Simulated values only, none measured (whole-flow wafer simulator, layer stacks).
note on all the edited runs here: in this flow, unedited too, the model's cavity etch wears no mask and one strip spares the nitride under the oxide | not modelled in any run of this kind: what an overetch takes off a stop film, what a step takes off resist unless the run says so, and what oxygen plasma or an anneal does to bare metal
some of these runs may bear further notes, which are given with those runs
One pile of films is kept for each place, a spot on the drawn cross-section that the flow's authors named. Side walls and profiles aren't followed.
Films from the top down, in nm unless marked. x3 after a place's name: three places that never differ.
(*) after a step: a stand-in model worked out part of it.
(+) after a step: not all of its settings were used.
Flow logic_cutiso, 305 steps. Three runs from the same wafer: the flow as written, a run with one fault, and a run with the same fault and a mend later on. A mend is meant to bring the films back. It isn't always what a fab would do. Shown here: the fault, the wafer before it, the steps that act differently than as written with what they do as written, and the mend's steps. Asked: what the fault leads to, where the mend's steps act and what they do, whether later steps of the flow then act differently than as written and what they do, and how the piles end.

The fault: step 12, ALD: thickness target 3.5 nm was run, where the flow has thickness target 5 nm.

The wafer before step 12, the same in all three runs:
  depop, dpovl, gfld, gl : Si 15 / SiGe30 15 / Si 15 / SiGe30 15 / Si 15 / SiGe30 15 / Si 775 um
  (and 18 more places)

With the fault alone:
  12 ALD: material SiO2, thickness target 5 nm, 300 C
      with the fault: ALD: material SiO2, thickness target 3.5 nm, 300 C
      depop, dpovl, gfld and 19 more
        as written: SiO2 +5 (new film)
        with the fault: SiO2 +3.5 (new film)
  Later steps of the flow that act differently than as written (14 more steps differ only slightly, by at most 2% or 0.5 nm, whichever is larger, and aren't shown):
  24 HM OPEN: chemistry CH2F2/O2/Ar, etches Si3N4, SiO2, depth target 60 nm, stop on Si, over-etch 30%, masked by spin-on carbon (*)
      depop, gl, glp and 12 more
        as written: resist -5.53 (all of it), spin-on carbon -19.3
        with the fault: resist -5.53 (all of it), spin-on carbon -18.6
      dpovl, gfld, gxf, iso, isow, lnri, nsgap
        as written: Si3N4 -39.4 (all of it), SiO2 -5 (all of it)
        with the fault: Si3N4 -39.4 (all of it), SiO2 -3.5 (all of it)
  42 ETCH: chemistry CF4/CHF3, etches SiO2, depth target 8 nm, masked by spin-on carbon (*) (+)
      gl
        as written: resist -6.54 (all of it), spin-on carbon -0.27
        with the fault: resist -5.12
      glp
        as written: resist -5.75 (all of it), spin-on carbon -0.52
        with the fault: resist -5.12
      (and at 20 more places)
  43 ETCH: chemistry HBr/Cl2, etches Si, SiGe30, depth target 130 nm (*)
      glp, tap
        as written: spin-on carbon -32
        with the fault: resist -0.63 (all of it), spin-on carbon -31.1
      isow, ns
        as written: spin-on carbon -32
        with the fault: resist -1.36 (all of it), spin-on carbon -30.1
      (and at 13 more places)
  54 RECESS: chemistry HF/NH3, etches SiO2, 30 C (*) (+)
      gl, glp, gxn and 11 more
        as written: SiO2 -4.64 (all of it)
        with the fault: SiO2 -3.14 (all of it)
  At the end the piles differ from the flow's only slightly at the places that both follow, by at most 2% or 0.5 nm, whichever is larger.

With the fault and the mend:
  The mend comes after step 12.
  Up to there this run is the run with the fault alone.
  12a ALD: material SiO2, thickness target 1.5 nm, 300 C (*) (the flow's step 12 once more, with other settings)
      depop, dpovl, gfld and 19 more
        SiO2 +1.5
  No later step of the flow acts differently than as written at any place that is followed.
  At the end the piles are the same as the flow's at every place that both follow.
